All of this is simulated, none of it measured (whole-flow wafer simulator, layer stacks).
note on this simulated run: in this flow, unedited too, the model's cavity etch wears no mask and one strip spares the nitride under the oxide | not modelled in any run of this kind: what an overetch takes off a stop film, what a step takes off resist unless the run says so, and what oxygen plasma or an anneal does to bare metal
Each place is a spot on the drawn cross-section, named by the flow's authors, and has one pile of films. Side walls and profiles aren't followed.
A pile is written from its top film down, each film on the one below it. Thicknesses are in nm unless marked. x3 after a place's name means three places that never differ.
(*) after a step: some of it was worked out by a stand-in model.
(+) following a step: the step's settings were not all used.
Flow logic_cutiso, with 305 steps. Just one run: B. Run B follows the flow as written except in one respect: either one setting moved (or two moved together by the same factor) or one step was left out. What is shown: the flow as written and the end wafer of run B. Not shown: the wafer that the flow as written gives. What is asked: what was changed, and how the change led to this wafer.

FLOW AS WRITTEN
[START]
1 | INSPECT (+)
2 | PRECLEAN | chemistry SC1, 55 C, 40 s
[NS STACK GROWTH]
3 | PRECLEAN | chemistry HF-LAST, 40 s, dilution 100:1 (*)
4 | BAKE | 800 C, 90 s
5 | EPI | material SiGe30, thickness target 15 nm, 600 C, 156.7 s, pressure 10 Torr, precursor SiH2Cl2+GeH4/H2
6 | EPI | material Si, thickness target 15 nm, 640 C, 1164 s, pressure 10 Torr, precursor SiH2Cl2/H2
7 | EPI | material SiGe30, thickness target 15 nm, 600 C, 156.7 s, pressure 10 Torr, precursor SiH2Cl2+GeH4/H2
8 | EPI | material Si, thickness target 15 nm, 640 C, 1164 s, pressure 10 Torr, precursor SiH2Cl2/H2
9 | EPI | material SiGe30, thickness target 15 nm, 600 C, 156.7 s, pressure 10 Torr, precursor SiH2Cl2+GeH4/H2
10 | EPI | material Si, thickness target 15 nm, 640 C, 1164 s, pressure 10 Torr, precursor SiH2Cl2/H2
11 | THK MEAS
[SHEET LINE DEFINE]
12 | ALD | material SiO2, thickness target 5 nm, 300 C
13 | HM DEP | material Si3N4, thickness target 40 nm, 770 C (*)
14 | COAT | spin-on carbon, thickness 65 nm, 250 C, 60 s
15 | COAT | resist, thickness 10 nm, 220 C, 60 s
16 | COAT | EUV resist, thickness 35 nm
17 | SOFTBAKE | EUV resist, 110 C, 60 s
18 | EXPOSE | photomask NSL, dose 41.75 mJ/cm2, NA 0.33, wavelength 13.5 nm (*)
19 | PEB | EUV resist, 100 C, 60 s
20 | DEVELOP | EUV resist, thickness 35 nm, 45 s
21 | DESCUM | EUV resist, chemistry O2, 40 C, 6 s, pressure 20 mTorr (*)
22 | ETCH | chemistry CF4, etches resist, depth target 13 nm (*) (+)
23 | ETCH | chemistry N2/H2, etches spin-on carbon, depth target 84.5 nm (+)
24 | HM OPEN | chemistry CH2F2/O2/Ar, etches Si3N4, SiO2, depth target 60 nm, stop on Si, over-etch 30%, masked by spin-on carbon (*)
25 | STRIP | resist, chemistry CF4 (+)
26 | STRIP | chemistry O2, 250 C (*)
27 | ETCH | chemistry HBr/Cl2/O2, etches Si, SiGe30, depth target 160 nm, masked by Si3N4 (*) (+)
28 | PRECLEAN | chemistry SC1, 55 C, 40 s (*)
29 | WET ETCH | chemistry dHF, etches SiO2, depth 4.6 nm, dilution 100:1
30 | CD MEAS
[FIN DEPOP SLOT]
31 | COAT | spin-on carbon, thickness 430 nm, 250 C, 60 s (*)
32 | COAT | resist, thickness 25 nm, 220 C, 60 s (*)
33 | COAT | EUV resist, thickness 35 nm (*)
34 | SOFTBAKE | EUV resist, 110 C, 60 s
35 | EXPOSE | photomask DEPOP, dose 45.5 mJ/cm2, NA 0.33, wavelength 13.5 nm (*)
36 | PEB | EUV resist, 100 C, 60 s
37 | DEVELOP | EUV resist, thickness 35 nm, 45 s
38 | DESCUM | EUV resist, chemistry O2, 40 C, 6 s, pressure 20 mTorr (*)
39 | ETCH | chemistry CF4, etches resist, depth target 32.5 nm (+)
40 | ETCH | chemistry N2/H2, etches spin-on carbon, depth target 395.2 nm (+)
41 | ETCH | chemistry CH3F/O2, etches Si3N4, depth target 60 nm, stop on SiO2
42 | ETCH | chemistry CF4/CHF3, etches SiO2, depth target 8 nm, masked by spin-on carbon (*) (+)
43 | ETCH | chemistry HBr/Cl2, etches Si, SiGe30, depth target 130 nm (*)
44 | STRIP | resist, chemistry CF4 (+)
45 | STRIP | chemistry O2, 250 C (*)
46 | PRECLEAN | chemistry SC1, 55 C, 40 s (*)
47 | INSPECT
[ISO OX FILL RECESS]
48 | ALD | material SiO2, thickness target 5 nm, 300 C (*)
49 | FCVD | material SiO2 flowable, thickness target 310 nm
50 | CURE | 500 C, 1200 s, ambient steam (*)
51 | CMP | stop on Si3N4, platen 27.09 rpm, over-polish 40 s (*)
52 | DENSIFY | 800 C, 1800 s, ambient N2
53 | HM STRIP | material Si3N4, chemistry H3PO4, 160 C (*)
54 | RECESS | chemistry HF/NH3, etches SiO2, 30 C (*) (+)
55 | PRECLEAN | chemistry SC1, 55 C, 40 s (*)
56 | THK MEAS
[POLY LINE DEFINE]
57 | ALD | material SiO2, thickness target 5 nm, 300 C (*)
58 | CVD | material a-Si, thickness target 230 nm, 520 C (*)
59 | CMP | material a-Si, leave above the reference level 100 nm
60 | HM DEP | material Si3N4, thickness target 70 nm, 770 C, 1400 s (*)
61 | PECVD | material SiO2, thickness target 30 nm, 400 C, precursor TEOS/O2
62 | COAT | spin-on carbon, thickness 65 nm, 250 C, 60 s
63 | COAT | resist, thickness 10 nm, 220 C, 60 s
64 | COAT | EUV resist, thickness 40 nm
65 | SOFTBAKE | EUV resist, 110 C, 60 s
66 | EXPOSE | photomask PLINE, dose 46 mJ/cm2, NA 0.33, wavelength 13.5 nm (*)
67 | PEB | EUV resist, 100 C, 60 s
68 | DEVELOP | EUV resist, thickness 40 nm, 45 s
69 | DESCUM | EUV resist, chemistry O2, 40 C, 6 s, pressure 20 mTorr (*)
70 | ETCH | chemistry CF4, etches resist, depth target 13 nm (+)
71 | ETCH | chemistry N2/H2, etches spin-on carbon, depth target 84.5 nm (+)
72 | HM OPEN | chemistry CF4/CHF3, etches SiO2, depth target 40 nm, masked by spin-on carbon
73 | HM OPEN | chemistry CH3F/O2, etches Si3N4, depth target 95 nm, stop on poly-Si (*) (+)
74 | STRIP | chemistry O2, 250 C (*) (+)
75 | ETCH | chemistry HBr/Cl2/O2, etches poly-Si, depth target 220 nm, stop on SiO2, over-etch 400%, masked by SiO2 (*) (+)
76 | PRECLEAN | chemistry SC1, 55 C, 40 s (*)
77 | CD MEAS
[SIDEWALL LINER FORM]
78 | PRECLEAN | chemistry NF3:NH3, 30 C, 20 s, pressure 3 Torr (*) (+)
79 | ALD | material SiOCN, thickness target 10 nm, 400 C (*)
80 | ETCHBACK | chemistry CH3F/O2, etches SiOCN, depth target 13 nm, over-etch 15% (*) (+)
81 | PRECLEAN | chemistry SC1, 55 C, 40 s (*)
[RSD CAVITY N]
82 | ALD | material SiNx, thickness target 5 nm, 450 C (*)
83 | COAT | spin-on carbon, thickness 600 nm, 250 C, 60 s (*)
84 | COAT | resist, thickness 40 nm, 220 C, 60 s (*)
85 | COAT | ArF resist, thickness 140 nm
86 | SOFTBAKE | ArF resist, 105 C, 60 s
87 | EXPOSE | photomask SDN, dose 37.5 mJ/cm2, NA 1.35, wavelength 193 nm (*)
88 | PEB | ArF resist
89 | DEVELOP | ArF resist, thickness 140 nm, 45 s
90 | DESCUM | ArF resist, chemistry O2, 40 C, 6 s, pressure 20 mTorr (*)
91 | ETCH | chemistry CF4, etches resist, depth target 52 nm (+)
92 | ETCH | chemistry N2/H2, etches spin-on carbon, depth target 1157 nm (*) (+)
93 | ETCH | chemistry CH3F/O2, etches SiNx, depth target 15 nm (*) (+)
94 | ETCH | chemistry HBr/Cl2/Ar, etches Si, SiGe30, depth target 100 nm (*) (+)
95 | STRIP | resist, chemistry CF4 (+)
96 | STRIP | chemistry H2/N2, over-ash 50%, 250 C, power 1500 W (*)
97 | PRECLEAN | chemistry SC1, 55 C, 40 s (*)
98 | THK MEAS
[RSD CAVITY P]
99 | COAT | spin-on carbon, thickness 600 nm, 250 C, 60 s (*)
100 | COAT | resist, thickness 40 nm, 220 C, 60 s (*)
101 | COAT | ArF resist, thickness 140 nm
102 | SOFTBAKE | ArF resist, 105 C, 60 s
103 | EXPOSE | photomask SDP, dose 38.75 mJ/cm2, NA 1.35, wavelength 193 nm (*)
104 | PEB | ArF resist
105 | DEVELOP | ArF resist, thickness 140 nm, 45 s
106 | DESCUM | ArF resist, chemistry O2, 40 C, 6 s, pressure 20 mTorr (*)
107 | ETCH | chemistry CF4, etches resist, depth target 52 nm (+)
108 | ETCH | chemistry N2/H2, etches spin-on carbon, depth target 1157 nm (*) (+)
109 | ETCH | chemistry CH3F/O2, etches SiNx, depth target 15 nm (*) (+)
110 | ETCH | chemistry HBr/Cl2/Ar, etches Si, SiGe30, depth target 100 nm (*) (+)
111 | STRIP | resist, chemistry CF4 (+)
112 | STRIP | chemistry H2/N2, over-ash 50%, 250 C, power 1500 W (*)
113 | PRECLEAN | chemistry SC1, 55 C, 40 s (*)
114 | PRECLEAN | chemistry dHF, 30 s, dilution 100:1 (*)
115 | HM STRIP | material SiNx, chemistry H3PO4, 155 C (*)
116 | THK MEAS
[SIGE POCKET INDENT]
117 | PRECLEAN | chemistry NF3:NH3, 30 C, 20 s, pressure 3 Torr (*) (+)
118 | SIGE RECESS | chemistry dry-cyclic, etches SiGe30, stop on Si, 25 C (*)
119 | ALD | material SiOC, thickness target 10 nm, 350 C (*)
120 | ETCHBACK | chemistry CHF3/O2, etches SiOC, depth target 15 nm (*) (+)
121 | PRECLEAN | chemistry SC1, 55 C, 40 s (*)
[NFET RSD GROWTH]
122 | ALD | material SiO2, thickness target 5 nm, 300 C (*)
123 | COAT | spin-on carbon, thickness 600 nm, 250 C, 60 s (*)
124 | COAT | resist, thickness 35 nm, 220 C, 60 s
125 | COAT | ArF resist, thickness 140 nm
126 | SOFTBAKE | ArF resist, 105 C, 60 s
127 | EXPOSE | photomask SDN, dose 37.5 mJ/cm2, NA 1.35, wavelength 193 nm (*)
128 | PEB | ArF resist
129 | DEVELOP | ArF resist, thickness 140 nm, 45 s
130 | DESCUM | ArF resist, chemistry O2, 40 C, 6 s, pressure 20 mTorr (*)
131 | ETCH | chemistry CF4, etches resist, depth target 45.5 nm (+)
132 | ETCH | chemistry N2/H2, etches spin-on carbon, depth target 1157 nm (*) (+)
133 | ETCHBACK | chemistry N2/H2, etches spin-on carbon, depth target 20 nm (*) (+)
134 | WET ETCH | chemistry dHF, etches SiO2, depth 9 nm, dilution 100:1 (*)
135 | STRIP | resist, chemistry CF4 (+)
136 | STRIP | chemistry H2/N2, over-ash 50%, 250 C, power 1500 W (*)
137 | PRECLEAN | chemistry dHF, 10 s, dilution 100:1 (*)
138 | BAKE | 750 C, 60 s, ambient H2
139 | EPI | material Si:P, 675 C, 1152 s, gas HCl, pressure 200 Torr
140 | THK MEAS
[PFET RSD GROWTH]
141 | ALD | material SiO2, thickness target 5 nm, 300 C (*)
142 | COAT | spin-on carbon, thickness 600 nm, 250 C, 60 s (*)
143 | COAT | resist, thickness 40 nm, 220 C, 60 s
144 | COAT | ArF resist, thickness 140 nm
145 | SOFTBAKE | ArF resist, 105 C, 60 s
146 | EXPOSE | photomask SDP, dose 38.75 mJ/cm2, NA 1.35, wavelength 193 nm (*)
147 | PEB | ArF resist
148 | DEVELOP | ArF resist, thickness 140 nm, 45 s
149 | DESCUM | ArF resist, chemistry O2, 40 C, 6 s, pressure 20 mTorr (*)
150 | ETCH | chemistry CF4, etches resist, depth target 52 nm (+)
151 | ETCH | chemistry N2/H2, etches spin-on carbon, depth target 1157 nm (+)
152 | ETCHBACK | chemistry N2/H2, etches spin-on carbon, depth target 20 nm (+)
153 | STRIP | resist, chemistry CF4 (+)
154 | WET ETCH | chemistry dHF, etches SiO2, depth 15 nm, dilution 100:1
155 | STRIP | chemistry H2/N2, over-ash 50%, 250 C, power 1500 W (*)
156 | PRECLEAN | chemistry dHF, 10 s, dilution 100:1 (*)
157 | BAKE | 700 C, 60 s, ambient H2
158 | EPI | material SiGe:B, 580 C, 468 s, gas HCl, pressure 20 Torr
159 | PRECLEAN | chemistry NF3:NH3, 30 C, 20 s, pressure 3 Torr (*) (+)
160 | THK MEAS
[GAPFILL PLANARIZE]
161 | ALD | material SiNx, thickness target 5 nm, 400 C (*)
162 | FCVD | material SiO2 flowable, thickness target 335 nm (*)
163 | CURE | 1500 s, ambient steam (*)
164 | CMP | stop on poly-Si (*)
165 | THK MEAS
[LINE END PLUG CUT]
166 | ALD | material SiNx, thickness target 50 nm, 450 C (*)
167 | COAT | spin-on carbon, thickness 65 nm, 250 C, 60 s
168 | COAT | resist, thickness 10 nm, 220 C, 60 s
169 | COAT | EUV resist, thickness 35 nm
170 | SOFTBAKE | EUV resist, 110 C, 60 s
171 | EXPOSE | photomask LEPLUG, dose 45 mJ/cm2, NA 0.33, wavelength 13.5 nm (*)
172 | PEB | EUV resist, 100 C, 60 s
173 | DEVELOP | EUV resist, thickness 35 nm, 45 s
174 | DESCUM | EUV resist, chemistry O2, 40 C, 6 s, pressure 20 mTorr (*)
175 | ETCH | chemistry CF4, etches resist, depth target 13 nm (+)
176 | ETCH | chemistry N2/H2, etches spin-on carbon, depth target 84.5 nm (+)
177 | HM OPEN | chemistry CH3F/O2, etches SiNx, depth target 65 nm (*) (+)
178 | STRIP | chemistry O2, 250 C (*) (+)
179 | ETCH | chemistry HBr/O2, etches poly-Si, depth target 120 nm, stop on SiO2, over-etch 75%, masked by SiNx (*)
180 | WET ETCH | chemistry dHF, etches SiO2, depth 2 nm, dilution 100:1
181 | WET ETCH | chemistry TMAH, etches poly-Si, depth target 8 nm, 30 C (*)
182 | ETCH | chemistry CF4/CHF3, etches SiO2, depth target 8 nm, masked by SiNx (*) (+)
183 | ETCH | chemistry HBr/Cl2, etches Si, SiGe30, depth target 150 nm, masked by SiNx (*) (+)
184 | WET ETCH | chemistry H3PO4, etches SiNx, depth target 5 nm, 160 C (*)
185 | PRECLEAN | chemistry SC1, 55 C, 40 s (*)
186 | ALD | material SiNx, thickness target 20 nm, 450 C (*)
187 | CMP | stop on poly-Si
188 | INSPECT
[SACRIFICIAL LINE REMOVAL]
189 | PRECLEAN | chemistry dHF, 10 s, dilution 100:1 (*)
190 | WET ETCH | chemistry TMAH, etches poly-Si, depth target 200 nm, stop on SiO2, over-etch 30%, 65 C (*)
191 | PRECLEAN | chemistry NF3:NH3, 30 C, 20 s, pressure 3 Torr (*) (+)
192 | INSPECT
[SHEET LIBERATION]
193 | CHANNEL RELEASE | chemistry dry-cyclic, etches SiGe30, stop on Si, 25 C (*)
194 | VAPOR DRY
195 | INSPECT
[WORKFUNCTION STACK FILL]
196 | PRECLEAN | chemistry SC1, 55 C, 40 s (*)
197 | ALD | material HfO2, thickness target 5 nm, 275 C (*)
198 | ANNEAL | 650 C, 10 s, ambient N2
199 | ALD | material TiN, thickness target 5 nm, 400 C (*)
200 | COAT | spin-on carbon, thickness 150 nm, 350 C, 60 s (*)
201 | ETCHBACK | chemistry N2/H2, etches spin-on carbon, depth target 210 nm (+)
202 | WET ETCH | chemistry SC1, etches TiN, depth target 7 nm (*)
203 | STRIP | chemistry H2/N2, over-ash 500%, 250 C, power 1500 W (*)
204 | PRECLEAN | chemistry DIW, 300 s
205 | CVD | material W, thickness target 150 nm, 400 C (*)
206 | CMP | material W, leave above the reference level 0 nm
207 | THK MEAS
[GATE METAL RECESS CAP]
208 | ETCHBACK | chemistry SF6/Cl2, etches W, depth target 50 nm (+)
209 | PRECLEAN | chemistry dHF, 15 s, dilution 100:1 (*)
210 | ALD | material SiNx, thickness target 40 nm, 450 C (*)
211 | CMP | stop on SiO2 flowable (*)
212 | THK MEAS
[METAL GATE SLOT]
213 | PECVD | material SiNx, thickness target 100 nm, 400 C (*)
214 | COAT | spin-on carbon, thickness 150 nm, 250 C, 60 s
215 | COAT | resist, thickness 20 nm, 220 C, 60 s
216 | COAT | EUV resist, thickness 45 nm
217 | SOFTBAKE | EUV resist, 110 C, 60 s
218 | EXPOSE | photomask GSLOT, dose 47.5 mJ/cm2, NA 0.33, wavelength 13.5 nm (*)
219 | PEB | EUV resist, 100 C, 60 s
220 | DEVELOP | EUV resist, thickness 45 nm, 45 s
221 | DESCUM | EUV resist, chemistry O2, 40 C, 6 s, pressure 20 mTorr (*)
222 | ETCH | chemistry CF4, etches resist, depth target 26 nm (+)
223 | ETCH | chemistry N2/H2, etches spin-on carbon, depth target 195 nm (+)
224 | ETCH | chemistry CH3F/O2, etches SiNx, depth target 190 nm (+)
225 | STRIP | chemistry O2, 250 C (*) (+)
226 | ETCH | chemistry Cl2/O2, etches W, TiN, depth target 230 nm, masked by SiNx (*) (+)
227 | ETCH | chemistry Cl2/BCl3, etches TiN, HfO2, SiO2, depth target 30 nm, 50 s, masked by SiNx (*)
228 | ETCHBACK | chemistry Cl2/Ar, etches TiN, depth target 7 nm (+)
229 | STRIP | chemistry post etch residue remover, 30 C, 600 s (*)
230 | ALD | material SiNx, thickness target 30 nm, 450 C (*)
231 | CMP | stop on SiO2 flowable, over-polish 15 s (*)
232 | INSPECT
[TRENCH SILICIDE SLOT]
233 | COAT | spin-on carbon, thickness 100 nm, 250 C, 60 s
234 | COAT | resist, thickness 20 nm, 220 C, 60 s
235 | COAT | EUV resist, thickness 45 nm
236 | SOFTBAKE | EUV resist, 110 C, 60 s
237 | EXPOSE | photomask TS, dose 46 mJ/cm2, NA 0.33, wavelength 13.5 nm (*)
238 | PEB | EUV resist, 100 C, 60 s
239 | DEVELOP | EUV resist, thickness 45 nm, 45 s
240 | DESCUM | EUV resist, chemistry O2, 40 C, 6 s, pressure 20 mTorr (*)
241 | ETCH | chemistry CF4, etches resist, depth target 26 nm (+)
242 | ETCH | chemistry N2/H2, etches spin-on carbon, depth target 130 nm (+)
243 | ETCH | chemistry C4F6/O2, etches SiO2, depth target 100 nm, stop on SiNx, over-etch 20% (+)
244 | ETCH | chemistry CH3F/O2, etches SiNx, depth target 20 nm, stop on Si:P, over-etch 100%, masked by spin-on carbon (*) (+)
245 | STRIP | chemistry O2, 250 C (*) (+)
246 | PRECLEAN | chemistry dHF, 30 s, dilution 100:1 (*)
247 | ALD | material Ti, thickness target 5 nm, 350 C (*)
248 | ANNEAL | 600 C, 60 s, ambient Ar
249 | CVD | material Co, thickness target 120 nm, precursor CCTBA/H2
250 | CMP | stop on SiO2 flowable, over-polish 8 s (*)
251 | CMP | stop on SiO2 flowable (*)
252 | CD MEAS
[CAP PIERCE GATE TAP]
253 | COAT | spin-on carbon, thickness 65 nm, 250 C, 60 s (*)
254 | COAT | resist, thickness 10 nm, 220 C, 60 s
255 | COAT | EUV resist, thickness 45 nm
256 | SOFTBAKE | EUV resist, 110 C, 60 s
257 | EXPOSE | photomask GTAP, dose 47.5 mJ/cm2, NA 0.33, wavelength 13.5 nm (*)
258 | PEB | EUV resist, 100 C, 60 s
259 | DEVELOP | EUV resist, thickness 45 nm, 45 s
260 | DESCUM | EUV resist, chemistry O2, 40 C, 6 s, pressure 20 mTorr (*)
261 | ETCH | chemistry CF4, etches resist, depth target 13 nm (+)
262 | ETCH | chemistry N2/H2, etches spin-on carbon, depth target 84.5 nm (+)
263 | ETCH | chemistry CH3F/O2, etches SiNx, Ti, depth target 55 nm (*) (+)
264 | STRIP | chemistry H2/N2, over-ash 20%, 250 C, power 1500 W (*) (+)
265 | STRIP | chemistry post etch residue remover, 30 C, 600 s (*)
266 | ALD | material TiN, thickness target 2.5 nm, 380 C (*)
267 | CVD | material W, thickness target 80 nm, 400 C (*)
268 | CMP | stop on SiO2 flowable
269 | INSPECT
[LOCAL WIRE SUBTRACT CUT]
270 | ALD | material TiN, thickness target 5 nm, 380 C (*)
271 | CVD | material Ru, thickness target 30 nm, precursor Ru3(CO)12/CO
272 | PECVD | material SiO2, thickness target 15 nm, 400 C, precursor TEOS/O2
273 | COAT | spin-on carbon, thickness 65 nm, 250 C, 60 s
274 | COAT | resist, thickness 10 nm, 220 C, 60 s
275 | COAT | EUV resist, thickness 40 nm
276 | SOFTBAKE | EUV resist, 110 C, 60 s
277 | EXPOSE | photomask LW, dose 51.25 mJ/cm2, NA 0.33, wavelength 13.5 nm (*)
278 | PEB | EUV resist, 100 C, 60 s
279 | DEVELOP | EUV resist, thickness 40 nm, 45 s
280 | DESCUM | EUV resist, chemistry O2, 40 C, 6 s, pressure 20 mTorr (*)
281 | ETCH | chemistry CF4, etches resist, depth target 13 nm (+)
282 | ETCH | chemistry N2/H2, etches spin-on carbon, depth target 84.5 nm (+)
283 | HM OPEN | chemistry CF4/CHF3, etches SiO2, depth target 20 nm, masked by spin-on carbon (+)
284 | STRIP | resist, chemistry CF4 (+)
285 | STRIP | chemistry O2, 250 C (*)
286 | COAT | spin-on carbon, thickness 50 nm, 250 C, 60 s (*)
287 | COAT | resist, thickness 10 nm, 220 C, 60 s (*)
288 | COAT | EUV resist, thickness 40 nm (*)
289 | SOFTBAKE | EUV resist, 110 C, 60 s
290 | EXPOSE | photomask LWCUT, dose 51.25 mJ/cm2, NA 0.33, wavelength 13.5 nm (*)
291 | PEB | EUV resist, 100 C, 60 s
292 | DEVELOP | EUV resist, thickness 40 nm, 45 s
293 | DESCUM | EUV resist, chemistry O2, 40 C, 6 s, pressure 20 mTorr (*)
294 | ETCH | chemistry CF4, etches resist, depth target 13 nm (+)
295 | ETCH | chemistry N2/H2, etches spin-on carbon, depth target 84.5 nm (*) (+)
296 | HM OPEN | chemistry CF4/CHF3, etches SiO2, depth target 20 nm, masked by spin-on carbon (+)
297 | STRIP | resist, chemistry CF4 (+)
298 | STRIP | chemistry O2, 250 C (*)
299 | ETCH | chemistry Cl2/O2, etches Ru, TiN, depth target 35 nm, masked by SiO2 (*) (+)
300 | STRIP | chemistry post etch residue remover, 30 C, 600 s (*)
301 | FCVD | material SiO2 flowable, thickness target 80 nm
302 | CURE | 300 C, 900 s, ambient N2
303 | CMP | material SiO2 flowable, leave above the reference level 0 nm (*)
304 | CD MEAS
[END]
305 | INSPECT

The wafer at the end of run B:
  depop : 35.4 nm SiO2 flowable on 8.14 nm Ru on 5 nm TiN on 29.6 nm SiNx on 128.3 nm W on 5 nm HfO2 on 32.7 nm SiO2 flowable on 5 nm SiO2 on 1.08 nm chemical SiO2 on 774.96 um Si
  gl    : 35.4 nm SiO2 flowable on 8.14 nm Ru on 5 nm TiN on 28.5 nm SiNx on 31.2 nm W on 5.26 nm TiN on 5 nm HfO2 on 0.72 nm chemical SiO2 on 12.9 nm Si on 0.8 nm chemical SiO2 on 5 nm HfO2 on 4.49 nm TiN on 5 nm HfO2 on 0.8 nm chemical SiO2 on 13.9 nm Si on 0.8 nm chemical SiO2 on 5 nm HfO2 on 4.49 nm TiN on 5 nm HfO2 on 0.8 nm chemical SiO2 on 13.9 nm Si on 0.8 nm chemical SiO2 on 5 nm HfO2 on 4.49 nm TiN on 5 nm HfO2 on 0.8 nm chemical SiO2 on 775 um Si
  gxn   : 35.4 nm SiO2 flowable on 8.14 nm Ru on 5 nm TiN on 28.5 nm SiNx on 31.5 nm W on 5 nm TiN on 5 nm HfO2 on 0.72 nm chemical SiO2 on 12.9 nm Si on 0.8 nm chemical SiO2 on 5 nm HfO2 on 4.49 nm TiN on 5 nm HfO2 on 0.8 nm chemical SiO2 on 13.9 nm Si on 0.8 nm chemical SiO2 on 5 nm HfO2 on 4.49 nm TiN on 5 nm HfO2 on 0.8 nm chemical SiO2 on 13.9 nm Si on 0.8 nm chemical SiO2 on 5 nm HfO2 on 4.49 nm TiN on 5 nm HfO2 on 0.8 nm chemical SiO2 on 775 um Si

The reason: step 271, CVD: thickness target 43.5 nm was run, while the flow as written has thickness target 30 nm.

How this came from the change, step by step:
  271 | CVD | material Ru, thickness target 30 nm, precursor Ru3(CO)12/CO
      depop, dpovl, gfld and 19 more: +43.5 Ru (new film) (as written it would have been: +30 Ru (new film))
  299 | ETCH | chemistry Cl2/O2, etches Ru, TiN, depth target 35 nm, masked by SiO2 (*) (+)
      depop, dpovl, gfld and 15 more: -35 Ru (as written it would have been: -29.6 Ru (all of it), -5 TiN (all of it))
  301 | FCVD | material SiO2 flowable, thickness target 80 nm
      iso, rsdx: +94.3 SiO2 flowable (new film) (as written it would have been: +94.2 SiO2 flowable)
Taking metal films that touch as one body, depop has 2 bodies (between them, from the top down: SiNx 29.6); the flow as written gives 1 body.
Taking metal films that touch as one body, gl has 5 bodies (between them, from the top down: SiNx 28.5; HfO2 5 / chemical SiO2 0.72 / Si 12.9 / chemical SiO2 0.8 / HfO2 5; HfO2 5 / chemical SiO2 0.8 / Si 13.9 / chemical SiO2 0.8 / HfO2 5; HfO2 5 / chemical SiO2 0.8 / Si 13.9 / chemical SiO2 0.8 / HfO2 5); the flow as written gives 4 bodies (between them, from the top down: HfO2 5 / chemical SiO2 0.72 / Si 12.9 / chemical SiO2 0.8 / HfO2 5; HfO2 5 / chemical SiO2 0.8 / Si 13.9 / chemical SiO2 0.8 / HfO2 5; HfO2 5 / chemical SiO2 0.8 / Si 13.9 / chemical SiO2 0.8 / HfO2 5).
Taking metal films that touch as one body, gxn has 5 bodies (between them, from the top down: SiNx 28.5; HfO2 5 / chemical SiO2 0.72 / Si 12.9 / chemical SiO2 0.8 / HfO2 5; HfO2 5 / chemical SiO2 0.8 / Si 13.9 / chemical SiO2 0.8 / HfO2 5; HfO2 5 / chemical SiO2 0.8 / Si 13.9 / chemical SiO2 0.8 / HfO2 5); the flow as written gives 4 bodies (between them, from the top down: HfO2 5 / chemical SiO2 0.72 / Si 12.9 / chemical SiO2 0.8 / HfO2 5; HfO2 5 / chemical SiO2 0.8 / Si 13.9 / chemical SiO2 0.8 / HfO2 5; HfO2 5 / chemical SiO2 0.8 / Si 13.9 / chemical SiO2 0.8 / HfO2 5).
